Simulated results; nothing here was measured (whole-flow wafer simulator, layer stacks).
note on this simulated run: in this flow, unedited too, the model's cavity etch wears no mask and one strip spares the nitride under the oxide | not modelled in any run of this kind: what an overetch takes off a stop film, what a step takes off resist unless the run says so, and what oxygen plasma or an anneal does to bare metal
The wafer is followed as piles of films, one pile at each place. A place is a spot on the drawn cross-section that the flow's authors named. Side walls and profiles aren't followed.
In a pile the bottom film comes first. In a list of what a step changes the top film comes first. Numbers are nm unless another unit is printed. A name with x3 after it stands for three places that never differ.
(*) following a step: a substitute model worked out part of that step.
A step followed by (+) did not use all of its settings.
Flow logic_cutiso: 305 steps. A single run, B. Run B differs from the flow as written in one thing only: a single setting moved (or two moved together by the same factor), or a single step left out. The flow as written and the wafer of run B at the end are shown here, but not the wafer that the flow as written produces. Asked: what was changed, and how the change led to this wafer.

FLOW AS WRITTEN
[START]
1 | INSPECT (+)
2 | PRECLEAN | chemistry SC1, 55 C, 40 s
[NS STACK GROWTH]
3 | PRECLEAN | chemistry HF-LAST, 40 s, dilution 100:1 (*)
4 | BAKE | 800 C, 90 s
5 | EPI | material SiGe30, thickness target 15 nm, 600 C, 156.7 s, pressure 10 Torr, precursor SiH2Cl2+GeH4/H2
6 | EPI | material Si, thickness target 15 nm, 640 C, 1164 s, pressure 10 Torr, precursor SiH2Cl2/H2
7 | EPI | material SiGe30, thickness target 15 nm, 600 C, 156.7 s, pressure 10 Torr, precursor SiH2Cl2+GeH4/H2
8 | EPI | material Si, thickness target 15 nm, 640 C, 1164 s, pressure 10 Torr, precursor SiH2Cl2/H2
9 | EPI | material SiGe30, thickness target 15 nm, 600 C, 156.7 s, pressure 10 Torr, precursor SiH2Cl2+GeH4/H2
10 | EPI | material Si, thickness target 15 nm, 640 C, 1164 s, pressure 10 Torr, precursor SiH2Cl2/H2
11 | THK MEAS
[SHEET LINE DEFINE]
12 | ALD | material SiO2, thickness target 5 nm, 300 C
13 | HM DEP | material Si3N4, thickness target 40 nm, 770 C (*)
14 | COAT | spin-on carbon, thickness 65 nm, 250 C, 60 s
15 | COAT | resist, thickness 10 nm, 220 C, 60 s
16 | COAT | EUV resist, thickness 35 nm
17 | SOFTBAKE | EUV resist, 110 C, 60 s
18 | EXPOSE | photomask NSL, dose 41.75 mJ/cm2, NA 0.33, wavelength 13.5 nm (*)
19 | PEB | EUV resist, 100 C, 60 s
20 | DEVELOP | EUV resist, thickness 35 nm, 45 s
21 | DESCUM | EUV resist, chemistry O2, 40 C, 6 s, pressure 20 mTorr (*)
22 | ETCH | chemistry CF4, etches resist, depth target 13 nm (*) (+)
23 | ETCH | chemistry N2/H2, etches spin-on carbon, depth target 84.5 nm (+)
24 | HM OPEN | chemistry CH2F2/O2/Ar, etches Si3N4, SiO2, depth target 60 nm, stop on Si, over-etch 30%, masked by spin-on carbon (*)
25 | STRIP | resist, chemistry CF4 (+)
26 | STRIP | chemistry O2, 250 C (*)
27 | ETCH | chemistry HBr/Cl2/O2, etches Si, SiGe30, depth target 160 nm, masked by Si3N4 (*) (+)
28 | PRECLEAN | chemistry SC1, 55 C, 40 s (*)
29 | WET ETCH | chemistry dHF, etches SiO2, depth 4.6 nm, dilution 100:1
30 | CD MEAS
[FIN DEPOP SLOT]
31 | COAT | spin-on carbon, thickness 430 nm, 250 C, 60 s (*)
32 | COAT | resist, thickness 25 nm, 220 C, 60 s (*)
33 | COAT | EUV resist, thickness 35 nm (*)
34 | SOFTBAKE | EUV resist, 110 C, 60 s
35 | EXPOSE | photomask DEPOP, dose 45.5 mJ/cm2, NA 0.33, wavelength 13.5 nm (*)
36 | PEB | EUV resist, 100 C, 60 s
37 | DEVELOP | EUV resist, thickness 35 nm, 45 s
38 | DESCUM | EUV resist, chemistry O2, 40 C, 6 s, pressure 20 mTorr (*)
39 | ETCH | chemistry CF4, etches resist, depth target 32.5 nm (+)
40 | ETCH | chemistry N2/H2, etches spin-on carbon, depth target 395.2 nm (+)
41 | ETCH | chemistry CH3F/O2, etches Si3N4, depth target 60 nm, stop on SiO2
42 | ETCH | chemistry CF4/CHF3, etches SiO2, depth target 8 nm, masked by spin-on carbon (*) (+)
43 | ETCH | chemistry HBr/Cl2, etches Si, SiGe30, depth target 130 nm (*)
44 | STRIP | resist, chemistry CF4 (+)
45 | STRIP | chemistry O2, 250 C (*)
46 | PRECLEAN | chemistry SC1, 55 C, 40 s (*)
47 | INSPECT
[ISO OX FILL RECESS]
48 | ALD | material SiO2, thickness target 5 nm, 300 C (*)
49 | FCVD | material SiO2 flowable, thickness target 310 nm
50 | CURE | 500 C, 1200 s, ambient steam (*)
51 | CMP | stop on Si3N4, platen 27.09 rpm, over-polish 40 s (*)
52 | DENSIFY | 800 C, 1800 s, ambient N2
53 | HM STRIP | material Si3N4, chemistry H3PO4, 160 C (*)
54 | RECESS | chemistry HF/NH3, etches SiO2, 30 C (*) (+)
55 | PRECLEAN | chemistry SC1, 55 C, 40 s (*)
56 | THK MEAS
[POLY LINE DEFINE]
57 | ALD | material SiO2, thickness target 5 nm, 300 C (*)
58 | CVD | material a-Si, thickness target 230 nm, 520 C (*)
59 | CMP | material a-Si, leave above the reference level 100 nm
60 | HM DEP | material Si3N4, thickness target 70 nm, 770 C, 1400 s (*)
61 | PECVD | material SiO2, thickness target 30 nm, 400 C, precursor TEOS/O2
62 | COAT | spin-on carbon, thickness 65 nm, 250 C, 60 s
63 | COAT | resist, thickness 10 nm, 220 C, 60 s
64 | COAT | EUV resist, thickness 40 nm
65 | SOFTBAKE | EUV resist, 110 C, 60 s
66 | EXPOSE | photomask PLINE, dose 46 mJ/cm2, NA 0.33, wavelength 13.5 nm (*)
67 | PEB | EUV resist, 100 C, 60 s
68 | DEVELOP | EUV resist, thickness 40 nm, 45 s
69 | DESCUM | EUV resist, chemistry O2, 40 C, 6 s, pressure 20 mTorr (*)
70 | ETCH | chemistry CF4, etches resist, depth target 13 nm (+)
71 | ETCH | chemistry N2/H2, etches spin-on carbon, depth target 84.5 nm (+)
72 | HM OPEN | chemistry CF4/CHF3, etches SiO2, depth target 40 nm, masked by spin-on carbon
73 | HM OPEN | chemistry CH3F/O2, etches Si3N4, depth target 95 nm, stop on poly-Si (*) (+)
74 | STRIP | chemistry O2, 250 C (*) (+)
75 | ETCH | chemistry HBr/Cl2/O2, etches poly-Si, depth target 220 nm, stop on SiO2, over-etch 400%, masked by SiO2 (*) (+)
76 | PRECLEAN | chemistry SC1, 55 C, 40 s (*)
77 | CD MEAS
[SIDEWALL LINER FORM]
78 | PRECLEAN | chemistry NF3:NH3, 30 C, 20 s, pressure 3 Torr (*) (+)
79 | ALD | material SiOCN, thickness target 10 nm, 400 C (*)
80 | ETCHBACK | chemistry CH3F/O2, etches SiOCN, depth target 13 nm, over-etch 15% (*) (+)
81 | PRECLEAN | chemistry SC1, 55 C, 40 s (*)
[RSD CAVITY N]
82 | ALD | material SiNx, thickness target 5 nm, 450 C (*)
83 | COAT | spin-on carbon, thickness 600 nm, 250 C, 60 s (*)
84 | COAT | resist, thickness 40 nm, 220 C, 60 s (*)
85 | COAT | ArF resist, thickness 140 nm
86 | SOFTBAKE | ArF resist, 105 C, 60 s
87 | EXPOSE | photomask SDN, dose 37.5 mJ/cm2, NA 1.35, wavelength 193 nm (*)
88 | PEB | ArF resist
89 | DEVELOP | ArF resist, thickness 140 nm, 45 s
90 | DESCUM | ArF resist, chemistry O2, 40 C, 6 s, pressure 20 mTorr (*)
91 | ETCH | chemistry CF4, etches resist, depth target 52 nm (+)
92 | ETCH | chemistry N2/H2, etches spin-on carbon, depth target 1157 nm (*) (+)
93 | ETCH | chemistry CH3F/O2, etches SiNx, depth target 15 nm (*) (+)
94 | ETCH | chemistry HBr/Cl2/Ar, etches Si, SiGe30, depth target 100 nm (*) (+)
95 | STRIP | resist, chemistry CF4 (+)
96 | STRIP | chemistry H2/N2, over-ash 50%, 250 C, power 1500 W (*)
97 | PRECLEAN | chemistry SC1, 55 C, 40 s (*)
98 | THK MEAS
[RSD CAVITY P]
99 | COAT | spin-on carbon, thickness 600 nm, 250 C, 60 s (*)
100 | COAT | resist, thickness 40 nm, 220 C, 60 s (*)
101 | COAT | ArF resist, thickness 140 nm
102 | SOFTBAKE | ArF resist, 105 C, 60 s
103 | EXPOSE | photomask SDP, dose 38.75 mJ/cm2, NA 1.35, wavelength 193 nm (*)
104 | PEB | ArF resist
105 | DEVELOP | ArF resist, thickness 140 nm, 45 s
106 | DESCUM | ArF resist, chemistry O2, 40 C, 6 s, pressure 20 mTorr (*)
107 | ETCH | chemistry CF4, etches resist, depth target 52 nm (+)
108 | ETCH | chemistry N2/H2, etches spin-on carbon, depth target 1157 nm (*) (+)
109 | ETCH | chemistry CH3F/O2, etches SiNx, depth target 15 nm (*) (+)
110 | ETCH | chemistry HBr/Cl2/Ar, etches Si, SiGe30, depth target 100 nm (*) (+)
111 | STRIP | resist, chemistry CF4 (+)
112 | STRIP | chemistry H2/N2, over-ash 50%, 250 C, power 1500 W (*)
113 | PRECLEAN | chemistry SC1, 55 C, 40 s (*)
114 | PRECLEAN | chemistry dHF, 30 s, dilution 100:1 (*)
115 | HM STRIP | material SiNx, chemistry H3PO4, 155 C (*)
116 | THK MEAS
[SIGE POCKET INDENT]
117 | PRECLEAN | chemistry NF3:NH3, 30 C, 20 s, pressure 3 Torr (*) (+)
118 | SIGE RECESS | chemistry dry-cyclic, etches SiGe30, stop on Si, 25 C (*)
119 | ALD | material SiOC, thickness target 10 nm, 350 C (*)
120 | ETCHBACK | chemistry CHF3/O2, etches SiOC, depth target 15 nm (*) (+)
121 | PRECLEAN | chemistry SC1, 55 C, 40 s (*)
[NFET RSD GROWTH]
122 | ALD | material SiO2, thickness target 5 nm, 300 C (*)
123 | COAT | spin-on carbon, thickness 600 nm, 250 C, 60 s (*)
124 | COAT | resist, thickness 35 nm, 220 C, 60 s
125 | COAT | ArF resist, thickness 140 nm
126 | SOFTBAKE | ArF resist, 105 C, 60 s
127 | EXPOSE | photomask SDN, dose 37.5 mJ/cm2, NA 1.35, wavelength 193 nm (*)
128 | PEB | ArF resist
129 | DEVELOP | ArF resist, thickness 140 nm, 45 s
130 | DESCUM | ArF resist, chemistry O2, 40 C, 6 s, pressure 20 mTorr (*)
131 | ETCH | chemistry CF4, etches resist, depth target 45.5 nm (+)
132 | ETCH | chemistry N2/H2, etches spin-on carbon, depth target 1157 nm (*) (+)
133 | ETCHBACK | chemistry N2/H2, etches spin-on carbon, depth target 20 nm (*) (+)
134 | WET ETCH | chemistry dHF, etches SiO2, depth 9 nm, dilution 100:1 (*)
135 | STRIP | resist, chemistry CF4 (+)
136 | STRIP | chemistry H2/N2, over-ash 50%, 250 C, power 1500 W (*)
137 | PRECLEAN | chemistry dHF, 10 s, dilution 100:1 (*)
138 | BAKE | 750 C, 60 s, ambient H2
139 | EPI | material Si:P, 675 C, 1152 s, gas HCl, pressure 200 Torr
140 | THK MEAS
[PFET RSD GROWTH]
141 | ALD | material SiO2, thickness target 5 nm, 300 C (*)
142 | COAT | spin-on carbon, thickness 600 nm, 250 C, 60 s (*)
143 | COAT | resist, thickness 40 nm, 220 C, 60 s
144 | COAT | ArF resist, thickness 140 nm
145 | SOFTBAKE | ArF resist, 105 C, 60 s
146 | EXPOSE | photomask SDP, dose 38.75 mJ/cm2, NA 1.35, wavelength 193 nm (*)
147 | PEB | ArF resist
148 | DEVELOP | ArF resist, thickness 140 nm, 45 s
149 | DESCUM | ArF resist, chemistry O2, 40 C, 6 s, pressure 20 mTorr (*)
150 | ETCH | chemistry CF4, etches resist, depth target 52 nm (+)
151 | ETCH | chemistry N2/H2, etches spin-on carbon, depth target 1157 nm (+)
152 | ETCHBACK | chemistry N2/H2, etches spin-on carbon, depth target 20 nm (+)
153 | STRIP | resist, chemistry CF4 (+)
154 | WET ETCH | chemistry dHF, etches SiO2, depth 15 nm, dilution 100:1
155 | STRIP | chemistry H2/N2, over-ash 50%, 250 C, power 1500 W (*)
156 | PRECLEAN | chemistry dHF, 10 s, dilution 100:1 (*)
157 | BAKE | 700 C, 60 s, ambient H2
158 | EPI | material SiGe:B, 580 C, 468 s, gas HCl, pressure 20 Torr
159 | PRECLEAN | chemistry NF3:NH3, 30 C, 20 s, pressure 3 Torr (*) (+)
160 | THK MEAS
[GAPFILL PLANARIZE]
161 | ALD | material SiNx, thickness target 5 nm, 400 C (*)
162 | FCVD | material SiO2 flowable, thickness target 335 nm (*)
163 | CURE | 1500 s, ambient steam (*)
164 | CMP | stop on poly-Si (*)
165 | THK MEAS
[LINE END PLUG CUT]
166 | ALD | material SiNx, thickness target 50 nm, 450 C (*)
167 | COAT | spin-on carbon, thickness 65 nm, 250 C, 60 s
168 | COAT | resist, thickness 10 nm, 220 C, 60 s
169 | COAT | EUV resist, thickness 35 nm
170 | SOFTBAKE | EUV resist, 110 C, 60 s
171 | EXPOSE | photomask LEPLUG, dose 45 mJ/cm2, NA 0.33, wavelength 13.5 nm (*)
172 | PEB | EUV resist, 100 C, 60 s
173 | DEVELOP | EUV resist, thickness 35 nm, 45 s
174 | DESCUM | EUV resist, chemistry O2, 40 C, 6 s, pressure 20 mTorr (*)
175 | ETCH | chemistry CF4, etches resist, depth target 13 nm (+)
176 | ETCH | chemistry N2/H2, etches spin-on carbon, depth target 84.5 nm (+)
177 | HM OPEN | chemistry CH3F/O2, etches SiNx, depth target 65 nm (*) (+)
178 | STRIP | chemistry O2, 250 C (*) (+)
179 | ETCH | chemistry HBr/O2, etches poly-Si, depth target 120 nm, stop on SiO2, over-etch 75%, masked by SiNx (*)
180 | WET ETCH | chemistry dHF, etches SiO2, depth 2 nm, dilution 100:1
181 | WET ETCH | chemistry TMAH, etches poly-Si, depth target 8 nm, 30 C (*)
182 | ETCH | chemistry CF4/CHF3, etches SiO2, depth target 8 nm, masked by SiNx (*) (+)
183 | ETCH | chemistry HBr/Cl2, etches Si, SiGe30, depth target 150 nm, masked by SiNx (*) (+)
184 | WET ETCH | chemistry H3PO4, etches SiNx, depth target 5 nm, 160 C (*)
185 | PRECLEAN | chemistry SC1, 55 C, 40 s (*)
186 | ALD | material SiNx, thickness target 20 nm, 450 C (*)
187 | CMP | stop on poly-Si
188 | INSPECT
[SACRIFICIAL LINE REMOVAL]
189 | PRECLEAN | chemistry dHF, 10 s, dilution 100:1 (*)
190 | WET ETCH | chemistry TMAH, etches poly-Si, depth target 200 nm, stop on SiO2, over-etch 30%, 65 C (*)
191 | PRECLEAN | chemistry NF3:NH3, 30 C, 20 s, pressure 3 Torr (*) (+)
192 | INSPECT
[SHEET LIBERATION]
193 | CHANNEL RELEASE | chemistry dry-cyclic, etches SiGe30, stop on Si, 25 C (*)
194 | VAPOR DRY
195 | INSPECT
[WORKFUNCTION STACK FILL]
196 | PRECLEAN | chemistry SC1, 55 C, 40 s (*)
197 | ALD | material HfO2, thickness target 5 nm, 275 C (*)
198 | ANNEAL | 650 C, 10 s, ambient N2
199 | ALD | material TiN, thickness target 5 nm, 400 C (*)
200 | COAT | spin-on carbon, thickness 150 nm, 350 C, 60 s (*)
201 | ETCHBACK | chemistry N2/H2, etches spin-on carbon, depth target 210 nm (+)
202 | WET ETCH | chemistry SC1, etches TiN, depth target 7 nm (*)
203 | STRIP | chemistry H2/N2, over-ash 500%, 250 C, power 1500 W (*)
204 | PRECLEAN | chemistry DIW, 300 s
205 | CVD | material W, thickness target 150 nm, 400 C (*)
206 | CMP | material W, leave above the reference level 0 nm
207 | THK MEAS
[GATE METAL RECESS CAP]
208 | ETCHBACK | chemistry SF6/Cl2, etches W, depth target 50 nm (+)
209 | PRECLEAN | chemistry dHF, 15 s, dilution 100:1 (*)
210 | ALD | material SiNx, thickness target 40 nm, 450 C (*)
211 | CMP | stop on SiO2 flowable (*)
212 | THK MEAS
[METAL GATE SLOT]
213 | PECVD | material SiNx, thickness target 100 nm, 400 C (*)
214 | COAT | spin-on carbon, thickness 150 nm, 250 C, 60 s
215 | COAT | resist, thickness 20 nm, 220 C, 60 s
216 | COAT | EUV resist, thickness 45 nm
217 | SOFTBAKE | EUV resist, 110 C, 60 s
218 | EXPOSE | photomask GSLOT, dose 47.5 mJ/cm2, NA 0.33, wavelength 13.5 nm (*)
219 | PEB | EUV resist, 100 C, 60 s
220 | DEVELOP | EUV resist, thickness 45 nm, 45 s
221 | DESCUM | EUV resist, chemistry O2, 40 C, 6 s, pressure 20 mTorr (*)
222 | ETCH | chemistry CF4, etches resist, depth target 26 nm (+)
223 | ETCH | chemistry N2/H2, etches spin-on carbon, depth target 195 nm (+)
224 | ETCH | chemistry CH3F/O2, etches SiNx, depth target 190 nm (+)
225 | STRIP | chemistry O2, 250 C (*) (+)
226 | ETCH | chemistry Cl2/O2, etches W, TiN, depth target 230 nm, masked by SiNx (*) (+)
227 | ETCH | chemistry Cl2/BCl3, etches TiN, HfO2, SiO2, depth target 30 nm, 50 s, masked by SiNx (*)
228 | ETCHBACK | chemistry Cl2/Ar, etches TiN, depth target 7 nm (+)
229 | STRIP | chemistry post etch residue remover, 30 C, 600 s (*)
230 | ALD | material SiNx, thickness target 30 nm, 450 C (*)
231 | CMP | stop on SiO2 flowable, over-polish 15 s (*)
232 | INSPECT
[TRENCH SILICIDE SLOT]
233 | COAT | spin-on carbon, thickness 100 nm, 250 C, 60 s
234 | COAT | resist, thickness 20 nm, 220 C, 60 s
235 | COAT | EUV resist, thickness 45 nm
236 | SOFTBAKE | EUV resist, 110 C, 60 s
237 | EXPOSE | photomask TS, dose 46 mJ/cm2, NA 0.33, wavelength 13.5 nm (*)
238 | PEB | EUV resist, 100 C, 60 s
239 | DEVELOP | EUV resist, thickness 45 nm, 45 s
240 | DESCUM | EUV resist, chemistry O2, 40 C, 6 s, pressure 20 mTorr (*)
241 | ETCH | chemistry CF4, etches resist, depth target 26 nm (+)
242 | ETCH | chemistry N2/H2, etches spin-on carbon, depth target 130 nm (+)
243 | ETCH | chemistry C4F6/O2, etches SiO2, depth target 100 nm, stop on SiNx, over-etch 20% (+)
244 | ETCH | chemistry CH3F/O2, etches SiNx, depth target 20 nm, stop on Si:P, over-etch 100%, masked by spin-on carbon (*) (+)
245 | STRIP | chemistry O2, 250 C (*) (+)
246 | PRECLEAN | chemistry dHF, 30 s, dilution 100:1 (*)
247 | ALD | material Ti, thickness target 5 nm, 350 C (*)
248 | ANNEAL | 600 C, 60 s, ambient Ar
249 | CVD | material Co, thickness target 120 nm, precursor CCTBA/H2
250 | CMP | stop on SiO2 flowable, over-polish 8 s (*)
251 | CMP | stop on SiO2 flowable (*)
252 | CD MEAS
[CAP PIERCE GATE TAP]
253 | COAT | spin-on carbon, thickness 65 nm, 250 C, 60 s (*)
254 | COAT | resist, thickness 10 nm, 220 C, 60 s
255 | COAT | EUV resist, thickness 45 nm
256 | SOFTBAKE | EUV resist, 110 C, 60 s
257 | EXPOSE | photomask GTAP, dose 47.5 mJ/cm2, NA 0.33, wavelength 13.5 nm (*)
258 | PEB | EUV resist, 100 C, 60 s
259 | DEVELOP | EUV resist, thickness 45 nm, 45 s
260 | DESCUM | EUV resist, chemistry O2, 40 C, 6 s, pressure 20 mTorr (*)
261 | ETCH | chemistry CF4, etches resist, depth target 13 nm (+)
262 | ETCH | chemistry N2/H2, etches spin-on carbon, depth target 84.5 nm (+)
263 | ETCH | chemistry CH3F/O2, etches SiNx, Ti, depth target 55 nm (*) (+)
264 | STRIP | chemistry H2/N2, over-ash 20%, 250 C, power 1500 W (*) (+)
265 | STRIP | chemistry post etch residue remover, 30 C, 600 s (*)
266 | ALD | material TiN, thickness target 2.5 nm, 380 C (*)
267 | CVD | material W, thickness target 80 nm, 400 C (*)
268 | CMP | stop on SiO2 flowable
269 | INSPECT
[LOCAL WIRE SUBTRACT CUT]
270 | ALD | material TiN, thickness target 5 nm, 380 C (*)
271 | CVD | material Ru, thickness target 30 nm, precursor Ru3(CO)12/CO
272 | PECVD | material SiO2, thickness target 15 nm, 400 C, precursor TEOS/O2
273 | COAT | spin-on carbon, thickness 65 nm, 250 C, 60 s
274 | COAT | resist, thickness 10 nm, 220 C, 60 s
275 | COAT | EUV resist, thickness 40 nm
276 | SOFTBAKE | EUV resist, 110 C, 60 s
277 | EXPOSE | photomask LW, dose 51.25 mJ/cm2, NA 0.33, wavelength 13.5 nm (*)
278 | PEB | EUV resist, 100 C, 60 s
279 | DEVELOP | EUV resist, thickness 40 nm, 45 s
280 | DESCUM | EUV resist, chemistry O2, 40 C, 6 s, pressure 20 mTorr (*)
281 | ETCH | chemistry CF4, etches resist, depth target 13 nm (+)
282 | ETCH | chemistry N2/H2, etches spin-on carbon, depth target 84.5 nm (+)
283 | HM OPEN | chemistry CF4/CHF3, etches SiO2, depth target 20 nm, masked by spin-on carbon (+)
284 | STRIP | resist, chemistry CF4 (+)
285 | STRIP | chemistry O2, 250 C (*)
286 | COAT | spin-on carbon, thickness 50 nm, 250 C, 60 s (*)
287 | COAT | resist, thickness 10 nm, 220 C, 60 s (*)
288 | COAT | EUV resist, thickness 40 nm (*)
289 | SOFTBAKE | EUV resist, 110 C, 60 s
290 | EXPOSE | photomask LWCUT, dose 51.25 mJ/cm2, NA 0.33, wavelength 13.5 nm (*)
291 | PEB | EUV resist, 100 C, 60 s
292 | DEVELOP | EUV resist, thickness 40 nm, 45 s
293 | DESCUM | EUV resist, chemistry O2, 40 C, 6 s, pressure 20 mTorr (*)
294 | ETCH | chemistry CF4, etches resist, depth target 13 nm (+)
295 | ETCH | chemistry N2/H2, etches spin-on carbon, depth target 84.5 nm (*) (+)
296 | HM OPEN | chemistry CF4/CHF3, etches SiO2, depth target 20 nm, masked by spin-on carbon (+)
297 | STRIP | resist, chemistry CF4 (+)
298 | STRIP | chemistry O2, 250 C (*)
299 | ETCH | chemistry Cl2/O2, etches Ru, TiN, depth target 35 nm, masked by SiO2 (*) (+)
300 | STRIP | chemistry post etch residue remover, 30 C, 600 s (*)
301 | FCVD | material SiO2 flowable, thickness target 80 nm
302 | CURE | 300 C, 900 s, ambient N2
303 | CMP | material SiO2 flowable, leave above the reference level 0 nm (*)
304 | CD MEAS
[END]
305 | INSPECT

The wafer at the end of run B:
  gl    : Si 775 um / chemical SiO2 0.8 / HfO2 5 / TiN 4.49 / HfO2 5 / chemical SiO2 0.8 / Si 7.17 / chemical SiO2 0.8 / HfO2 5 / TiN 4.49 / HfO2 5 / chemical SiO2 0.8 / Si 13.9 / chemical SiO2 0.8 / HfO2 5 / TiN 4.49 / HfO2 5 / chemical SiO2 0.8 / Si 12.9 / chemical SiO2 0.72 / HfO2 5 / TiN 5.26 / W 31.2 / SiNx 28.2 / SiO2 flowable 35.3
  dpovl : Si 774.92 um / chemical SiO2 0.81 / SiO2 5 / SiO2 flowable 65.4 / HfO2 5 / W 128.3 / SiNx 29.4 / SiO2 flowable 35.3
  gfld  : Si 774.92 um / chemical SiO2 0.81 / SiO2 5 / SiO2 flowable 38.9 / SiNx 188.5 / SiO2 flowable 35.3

The reason: step 6, EPI: thickness target 8.2 nm was run, though the flow has thickness target 15 nm; step 6, EPI: 640.4 s was run, where the flow has 1164 s.

The path from the change to this, step by step:
  6 | EPI | material Si, thickness target 15 nm, 640 C, 1164 s, pressure 10 Torr, precursor SiH2Cl2/H2
      depop, dpovl, gfld and 19 more: +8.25 Si (new film) (as written it would have been: +15 Si (new film))
  27 | ETCH | chemistry HBr/Cl2/O2, etches Si, SiGe30, depth target 160 nm, masked by Si3N4 (*) (+)
      gfld, gxf, iso, lnri: -0.79 chemical SiO2 (all of it), -11.4 Si (all of it), -15 SiGe30 (all of it), -15 Si (all of it), -15 SiGe30 (all of it), -8.25 Si (all of it), -15 SiGe30 (all of it), -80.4 Si (as written it would have been: -0.79 chemical SiO2 (all of it), -11.4 Si (all of it), -15 SiGe30 (all of it), -15 Si (all of it), -15 SiGe30 (all of it), -15 Si (all of it), -15 SiGe30 (all of it), -73.6 Si)
      dpovl, nsgap: -0.79 chemical SiO2 (all of it), -11.8 Si (all of it), -15 SiGe30 (all of it), -15 Si (all of it), -15 SiGe30 (all of it), -8.25 Si (all of it), -15 SiGe30 (all of it), -80 Si (as written it would have been: -0.79 chemical SiO2 (all of it), -11.8 Si (all of it), -15 SiGe30 (all of it), -15 Si (all of it), -15 SiGe30 (all of it), -15 Si (all of it), -15 SiGe30 (all of it), -73.2 Si)
      (and at 1 other place as well)
  43 | ETCH | chemistry HBr/Cl2, etches Si, SiGe30, depth target 130 nm (*)
      depop: -14 Si (all of it), -15 SiGe30 (all of it), -15 Si (all of it), -15 SiGe30 (all of it), -8.25 Si (all of it), -15 SiGe30 (all of it), -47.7 Si (as written it would have been: -14 Si (all of it), -15 SiGe30 (all of it), -15 Si (all of it), -15 SiGe30 (all of it), -15 Si (all of it), -15 SiGe30 (all of it), -41 Si)
  94 | ETCH | chemistry HBr/Cl2/Ar, etches Si, SiGe30, depth target 100 nm (*) (+)
      rsdn, rsdx: -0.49 chemical SiO2 (all of it), -12.8 Si (all of it), -15 SiGe30 (all of it), -15 Si (all of it), -15 SiGe30 (all of it), -8.25 Si (all of it), -15 SiGe30 (all of it), -18.9 Si (as written it would have been: -0.49 chemical SiO2 (all of it), -12.8 Si (all of it), -15 SiGe30 (all of it), -15 Si (all of it), -15 SiGe30 (all of it), -15 Si (all of it), -15 SiGe30 (all of it), -12.2 Si)
  110 | ETCH | chemistry HBr/Cl2/Ar, etches Si, SiGe30, depth target 100 nm (*) (+)
      rsdp, rsdw: -0.49 chemical SiO2 (all of it), -12.8 Si (all of it), -15 SiGe30 (all of it), -15 Si (all of it), -15 SiGe30 (all of it), -8.25 Si (all of it), -15 SiGe30 (all of it), -18.9 Si (as written it would have been: -0.49 chemical SiO2 (all of it), -12.8 Si (all of it), -15 SiGe30 (all of it), -15 Si (all of it), -15 SiGe30 (all of it), -15 Si (all of it), -15 SiGe30 (all of it), -12.2 Si)
  183 | ETCH | chemistry HBr/Cl2, etches Si, SiGe30, depth target 150 nm, masked by SiNx (*) (+)
      plug: -13.6 Si (all of it), -15 SiGe30 (all of it), -15 Si (all of it), -15 SiGe30 (all of it), -8.25 Si (all of it), -15 SiGe30 (all of it), -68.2 Si (as written it would have been: -13.6 Si (all of it), -15 SiGe30 (all of it), -15 Si (all of it), -15 SiGe30 (all of it), -15 Si (all of it), -15 SiGe30 (all of it), -61.4 Si)
